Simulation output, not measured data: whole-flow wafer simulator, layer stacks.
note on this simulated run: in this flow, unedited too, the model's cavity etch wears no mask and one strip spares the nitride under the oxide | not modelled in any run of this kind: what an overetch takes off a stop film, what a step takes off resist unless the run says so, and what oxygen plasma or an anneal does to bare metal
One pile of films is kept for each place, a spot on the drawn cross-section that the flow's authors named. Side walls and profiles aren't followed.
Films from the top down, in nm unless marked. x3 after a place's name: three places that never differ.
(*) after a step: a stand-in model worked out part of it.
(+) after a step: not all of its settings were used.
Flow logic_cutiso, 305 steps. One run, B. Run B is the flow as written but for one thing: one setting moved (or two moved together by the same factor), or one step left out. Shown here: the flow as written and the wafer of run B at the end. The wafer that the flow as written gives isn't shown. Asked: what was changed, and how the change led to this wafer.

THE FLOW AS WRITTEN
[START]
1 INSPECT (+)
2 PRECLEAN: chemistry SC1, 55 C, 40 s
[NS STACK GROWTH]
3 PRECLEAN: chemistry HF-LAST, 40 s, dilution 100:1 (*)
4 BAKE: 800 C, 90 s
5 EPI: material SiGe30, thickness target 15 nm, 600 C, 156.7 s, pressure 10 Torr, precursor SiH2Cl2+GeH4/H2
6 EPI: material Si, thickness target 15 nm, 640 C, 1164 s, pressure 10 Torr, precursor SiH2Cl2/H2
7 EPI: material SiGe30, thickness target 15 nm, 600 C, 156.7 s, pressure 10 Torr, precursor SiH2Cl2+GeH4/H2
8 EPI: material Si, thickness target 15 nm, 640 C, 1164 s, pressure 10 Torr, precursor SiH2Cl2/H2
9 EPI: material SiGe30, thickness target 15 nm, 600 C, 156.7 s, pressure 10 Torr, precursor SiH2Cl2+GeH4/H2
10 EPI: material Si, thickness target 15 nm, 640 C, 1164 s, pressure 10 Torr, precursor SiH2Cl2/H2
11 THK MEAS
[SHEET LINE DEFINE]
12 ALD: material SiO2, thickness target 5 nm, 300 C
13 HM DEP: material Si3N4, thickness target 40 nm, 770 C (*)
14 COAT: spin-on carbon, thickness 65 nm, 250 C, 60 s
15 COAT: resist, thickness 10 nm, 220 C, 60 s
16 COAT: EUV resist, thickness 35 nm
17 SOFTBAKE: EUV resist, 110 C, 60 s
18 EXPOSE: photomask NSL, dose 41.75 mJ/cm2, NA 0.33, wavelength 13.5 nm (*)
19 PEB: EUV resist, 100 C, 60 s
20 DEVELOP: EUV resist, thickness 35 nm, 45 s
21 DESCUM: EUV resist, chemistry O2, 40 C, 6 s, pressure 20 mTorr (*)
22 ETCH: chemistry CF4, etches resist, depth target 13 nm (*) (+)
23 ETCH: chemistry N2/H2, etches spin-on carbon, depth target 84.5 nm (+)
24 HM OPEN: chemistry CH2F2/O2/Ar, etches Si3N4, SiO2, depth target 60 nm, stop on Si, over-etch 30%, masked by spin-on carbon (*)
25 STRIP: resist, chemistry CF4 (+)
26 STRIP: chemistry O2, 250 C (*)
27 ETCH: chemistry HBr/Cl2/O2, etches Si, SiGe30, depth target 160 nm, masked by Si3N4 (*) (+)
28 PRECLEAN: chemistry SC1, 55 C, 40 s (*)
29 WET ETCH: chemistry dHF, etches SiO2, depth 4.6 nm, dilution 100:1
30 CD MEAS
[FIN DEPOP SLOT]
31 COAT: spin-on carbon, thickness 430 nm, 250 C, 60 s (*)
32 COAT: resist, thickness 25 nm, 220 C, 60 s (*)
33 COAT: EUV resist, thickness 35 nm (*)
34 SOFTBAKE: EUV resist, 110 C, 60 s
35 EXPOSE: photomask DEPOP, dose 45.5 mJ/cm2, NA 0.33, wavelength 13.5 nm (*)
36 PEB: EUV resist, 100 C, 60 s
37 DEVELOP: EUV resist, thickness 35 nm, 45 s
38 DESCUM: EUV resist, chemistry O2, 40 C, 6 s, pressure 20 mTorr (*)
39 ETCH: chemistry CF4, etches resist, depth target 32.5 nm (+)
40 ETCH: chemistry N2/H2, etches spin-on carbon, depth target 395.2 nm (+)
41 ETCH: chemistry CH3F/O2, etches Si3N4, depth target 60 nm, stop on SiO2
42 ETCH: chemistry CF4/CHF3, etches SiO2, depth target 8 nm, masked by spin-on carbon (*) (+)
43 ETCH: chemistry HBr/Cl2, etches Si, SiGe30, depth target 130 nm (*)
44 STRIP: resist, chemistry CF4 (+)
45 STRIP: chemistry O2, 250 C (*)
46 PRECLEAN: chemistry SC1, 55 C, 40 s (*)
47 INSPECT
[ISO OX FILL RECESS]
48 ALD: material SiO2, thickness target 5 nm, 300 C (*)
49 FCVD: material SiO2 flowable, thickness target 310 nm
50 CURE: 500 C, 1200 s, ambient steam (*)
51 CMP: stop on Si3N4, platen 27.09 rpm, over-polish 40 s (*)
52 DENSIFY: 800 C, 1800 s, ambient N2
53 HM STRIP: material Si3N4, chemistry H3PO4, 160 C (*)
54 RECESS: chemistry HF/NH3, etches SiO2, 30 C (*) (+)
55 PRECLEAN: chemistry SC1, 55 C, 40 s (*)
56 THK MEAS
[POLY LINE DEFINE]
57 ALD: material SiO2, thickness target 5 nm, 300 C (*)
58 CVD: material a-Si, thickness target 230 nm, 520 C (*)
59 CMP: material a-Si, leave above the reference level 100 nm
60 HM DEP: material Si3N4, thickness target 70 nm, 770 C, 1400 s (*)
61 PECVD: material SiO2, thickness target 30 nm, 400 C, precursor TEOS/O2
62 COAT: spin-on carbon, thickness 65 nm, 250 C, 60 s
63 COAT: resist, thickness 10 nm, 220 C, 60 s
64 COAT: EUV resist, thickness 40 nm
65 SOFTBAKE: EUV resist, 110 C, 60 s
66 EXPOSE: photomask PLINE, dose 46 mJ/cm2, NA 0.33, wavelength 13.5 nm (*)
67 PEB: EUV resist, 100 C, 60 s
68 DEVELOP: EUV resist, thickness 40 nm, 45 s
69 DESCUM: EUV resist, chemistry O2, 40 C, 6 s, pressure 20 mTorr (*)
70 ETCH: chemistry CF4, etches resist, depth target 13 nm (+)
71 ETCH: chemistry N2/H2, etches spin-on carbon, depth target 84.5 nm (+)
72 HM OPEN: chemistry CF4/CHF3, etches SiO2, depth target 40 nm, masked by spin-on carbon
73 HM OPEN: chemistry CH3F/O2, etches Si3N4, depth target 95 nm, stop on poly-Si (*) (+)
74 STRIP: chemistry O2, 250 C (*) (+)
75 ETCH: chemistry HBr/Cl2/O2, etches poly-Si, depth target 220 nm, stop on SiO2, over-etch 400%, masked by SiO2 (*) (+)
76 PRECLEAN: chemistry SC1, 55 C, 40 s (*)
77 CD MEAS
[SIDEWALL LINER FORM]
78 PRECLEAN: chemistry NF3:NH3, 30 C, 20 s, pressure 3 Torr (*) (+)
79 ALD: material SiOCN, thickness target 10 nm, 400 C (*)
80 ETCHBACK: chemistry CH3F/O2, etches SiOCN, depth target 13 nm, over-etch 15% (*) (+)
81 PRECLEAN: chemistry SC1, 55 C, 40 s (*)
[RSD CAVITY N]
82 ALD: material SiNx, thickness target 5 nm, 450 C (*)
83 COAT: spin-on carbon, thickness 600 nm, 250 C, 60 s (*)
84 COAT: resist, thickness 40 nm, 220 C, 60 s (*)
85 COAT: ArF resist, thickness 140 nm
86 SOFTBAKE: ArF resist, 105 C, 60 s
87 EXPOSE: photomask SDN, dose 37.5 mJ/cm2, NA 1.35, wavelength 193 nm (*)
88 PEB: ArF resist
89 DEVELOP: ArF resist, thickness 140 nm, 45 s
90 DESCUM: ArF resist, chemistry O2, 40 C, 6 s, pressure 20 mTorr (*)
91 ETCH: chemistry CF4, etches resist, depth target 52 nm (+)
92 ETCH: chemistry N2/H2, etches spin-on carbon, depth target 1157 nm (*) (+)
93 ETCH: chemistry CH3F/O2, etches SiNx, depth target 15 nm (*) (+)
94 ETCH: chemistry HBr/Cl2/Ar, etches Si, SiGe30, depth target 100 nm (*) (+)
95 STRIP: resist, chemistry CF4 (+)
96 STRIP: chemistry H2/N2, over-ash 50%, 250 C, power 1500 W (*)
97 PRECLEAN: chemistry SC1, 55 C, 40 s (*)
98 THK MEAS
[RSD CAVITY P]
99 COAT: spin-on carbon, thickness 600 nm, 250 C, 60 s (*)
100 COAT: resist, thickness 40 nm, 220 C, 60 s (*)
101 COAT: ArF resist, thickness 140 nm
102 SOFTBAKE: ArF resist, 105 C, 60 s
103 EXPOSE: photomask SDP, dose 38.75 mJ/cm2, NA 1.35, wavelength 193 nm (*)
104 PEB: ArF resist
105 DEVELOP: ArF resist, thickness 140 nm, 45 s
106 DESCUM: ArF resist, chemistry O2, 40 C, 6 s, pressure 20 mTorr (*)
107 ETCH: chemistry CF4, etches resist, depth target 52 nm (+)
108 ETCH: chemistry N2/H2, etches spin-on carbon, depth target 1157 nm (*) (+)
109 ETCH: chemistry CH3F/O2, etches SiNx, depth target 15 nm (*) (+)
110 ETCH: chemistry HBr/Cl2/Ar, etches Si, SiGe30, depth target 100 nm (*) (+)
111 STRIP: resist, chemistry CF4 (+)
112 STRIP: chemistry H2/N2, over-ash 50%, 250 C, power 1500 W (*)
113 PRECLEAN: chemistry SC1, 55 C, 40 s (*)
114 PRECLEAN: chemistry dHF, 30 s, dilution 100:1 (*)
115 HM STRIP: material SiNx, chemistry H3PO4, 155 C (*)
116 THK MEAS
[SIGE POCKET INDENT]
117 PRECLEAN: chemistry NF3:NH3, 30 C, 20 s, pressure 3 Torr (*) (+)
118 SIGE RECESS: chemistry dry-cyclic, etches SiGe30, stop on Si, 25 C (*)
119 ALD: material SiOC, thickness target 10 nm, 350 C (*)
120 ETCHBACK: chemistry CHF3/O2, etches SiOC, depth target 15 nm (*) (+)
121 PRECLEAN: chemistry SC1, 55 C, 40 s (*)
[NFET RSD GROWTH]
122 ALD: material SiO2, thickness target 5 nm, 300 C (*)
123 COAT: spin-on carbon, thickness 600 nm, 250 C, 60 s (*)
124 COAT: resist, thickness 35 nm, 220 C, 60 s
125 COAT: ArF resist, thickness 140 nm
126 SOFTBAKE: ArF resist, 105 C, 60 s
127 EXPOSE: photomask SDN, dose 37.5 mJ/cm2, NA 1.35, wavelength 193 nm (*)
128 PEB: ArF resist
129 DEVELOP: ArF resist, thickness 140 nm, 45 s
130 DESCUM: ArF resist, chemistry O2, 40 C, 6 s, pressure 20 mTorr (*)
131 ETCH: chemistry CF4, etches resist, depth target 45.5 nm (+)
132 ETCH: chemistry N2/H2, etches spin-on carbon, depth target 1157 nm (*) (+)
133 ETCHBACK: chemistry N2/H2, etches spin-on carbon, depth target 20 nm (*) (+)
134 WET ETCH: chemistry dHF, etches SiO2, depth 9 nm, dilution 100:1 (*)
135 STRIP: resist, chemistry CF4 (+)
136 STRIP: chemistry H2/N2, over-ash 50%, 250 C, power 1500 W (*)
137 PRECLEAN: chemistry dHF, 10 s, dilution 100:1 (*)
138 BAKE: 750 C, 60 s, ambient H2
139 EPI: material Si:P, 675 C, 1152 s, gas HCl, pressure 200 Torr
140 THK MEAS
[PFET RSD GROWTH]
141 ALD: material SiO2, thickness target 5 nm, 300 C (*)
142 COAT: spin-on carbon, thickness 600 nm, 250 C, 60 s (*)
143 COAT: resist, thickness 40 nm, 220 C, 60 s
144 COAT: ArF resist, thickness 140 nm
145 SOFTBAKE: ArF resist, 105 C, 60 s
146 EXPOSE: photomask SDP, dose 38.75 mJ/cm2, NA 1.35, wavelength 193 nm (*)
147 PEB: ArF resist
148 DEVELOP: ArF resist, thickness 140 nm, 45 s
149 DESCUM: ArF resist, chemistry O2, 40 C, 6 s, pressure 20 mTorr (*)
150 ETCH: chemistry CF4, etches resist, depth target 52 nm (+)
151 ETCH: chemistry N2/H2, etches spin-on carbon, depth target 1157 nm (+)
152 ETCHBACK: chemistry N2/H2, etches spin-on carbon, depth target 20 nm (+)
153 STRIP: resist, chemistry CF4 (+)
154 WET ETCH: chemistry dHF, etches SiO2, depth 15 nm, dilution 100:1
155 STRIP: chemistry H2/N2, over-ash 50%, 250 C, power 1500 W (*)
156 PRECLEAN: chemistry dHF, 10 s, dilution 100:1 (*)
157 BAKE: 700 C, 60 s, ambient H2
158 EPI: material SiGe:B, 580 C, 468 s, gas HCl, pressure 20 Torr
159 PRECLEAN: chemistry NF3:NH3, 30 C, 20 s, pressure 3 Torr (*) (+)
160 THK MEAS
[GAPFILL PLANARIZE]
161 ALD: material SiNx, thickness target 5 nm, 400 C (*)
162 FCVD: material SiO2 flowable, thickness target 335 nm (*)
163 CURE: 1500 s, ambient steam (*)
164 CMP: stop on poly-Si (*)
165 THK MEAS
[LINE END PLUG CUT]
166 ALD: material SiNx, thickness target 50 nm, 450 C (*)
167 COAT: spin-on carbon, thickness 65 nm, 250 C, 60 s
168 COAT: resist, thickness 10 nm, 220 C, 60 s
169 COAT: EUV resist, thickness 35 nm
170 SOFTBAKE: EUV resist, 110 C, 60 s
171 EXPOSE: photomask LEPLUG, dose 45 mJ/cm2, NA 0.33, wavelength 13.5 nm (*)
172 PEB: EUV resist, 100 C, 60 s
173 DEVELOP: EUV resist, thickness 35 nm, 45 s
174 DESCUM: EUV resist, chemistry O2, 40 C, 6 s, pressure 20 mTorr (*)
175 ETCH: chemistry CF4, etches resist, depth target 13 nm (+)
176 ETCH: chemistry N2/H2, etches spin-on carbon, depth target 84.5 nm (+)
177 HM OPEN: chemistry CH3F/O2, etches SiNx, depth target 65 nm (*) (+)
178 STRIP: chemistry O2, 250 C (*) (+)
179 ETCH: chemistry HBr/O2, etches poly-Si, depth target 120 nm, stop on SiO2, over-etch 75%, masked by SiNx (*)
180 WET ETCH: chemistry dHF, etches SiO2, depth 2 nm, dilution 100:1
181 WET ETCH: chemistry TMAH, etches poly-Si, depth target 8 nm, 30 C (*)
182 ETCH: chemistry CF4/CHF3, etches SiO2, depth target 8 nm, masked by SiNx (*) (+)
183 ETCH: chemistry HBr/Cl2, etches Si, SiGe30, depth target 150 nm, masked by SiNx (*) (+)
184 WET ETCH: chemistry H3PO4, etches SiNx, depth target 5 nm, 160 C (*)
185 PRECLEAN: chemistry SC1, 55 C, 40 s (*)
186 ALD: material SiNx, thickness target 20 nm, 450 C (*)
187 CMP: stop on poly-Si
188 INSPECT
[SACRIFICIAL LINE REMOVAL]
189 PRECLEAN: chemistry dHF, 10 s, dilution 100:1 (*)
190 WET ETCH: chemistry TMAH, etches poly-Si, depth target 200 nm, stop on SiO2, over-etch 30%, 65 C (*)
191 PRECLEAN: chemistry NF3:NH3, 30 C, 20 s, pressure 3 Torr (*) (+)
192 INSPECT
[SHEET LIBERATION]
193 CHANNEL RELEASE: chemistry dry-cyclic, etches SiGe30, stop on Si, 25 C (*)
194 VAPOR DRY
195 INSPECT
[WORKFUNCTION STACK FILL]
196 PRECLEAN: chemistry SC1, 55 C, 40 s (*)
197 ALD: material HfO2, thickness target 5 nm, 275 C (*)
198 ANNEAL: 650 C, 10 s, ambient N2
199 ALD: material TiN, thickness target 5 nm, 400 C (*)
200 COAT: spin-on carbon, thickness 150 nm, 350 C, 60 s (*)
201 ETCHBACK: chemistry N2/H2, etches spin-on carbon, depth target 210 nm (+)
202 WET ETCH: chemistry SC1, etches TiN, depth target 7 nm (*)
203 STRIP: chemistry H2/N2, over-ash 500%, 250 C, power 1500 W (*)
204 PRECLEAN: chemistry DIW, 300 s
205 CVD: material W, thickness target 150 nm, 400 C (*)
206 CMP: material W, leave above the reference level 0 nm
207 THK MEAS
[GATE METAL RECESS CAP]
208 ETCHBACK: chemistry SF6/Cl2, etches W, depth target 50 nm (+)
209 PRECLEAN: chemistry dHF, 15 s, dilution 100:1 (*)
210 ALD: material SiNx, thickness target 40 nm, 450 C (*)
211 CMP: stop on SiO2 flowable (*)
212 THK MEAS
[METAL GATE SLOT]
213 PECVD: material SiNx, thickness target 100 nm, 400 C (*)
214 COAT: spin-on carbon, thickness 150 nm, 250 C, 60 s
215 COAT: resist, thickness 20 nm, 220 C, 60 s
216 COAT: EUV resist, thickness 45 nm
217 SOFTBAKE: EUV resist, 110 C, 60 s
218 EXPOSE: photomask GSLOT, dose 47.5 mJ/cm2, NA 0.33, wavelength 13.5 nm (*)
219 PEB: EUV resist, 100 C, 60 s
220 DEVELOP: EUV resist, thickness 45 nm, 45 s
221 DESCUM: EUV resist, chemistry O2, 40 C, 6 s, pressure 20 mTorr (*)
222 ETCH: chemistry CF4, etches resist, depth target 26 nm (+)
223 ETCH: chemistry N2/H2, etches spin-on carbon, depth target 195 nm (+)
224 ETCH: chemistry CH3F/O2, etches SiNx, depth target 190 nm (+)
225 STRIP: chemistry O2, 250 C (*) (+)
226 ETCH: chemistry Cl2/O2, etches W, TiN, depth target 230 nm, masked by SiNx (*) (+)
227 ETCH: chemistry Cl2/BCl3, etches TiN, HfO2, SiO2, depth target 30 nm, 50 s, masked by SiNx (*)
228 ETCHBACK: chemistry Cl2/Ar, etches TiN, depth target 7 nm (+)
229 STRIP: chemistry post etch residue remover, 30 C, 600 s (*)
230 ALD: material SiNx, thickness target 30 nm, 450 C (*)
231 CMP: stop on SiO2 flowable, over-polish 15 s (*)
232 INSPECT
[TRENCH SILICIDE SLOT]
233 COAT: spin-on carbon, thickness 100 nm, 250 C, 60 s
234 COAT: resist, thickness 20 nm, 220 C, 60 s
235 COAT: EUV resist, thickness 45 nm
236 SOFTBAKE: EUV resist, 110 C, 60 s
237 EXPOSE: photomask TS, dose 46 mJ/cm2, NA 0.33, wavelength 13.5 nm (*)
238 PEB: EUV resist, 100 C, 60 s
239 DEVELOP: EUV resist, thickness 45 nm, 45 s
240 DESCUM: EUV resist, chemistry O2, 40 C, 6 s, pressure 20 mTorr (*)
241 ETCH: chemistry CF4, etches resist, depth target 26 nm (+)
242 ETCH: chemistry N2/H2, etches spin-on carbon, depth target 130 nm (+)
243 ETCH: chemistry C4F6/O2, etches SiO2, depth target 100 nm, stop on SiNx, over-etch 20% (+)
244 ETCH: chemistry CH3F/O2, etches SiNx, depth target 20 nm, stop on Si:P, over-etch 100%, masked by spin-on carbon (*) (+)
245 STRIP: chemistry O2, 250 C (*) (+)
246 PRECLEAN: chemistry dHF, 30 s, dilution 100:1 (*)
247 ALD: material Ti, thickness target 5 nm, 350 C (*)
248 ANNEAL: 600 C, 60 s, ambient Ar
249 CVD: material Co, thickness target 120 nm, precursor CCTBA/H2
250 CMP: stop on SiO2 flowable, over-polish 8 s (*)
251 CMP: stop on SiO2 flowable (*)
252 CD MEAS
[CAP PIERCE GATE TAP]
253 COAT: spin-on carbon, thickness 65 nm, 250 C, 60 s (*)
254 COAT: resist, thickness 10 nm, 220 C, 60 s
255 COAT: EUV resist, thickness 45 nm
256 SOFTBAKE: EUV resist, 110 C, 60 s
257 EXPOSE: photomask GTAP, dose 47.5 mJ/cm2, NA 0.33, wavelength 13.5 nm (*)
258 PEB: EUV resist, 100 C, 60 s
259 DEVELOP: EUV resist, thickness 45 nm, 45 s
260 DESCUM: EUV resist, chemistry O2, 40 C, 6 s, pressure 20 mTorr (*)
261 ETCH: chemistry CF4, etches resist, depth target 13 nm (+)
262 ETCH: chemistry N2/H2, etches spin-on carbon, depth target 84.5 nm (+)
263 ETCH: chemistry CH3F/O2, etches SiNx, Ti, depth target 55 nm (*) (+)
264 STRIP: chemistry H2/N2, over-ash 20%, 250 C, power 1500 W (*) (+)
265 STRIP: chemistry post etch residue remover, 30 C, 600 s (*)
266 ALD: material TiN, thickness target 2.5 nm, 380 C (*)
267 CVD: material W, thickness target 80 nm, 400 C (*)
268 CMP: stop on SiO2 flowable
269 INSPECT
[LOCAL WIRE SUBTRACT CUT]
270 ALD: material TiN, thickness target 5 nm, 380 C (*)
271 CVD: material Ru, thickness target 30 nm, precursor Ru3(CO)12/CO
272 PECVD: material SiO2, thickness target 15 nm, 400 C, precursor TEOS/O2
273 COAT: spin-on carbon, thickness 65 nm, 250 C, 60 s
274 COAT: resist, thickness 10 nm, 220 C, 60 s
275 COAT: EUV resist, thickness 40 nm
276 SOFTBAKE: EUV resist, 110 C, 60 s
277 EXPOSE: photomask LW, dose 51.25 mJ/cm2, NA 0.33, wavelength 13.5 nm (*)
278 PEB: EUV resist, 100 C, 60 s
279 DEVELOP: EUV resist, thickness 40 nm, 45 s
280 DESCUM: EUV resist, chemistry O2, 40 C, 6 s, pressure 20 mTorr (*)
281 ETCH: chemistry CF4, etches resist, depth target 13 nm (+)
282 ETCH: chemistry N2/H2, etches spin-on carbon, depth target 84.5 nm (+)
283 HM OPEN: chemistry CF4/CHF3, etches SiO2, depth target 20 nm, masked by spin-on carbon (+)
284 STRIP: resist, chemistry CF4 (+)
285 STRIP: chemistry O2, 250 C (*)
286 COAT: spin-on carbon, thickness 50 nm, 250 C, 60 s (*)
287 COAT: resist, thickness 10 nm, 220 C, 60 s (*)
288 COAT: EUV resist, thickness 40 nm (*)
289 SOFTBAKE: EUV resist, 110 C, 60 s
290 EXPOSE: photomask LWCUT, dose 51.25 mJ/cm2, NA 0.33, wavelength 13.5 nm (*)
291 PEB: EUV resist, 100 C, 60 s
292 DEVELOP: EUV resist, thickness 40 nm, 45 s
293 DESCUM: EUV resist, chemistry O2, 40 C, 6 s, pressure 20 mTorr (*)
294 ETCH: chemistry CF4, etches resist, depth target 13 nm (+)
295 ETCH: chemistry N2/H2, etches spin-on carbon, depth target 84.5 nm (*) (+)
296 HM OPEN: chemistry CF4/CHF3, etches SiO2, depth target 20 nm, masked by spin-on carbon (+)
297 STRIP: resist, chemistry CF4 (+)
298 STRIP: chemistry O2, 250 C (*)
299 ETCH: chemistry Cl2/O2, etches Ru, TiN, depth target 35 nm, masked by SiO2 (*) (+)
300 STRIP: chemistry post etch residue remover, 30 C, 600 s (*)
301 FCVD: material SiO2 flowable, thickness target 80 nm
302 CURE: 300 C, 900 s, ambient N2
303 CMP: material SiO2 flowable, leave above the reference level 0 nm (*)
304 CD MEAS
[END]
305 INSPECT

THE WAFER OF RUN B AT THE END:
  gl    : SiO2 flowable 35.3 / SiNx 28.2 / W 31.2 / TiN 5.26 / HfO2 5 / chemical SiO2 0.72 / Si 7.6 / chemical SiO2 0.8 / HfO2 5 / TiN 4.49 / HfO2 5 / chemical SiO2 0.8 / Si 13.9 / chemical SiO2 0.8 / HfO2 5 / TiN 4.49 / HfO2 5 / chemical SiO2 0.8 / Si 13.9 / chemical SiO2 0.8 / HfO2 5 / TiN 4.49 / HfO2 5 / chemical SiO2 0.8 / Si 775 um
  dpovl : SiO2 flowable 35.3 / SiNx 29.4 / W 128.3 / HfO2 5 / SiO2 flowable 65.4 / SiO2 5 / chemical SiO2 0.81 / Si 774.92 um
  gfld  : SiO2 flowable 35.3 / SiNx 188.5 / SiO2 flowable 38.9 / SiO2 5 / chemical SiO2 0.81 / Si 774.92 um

The cause: step 10, EPI: thickness target 9.8 nm was run, where the flow has thickness target 15 nm; step 10, EPI: 756.9 s was run, where the flow has 1164 s.

How the change led to this, step by step:
  10 EPI: material Si, thickness target 15 nm, 640 C, 1164 s, pressure 10 Torr, precursor SiH2Cl2/H2
      depop, dpovl, gfld and 19 more: Si +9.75 (new film) (as written it would be: Si +15 (new film))
  27 ETCH: chemistry HBr/Cl2/O2, etches Si, SiGe30, depth target 160 nm, masked by Si3N4 (*) (+)
      gfld, gxf, iso, lnri: chemical SiO2 -0.79 (all of it), Si -6.1 (all of it), SiGe30 -15 (all of it), Si -15 (all of it), SiGe30 -15 (all of it), Si -15 (all of it), SiGe30 -15 (all of it), Si -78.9 (as written it would be: chemical SiO2 -0.79 (all of it), Si -11.4 (all of it), SiGe30 -15 (all of it), Si -15 (all of it), SiGe30 -15 (all of it), Si -15 (all of it), SiGe30 -15 (all of it), Si -73.6)
      dpovl, nsgap: chemical SiO2 -0.79 (all of it), Si -6.5 (all of it), SiGe30 -15 (all of it), Si -15 (all of it), SiGe30 -15 (all of it), Si -15 (all of it), SiGe30 -15 (all of it), Si -78.5 (as written it would be: chemical SiO2 -0.79 (all of it), Si -11.8 (all of it), SiGe30 -15 (all of it), Si -15 (all of it), SiGe30 -15 (all of it), Si -15 (all of it), SiGe30 -15 (all of it), Si -73.2)
      (and at 1 more place)
  43 ETCH: chemistry HBr/Cl2, etches Si, SiGe30, depth target 130 nm (*)
      depop: Si -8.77 (all of it), SiGe30 -15 (all of it), Si -15 (all of it), SiGe30 -15 (all of it), Si -15 (all of it), SiGe30 -15 (all of it), Si -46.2 (as written it would be: Si -14 (all of it), SiGe30 -15 (all of it), Si -15 (all of it), SiGe30 -15 (all of it), Si -15 (all of it), SiGe30 -15 (all of it), Si -41)
  94 ETCH: chemistry HBr/Cl2/Ar, etches Si, SiGe30, depth target 100 nm (*) (+)
      rsdn, rsdx: chemical SiO2 -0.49 (all of it), Si -7.57 (all of it), SiGe30 -15 (all of it), Si -15 (all of it), SiGe30 -15 (all of it), Si -15 (all of it), SiGe30 -15 (all of it), Si -17.4 (as written it would be: chemical SiO2 -0.49 (all of it), Si -12.8 (all of it), SiGe30 -15 (all of it), Si -15 (all of it), SiGe30 -15 (all of it), Si -15 (all of it), SiGe30 -15 (all of it), Si -12.2)
  110 ETCH: chemistry HBr/Cl2/Ar, etches Si, SiGe30, depth target 100 nm (*) (+)
      rsdp, rsdw: chemical SiO2 -0.49 (all of it), Si -7.57 (all of it), SiGe30 -15 (all of it), Si -15 (all of it), SiGe30 -15 (all of it), Si -15 (all of it), SiGe30 -15 (all of it), Si -17.4 (as written it would be: chemical SiO2 -0.49 (all of it), Si -12.8 (all of it), SiGe30 -15 (all of it), Si -15 (all of it), SiGe30 -15 (all of it), Si -15 (all of it), SiGe30 -15 (all of it), Si -12.2)
  183 ETCH: chemistry HBr/Cl2, etches Si, SiGe30, depth target 150 nm, masked by SiNx (*) (+)
      plug: Si -8.3 (all of it), SiGe30 -15 (all of it), Si -15 (all of it), SiGe30 -15 (all of it), Si -15 (all of it), SiGe30 -15 (all of it), Si -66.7 (as written it would be: Si -13.6 (all of it), SiGe30 -15 (all of it), Si -15 (all of it), SiGe30 -15 (all of it), Si -15 (all of it), SiGe30 -15 (all of it), Si -61.4)
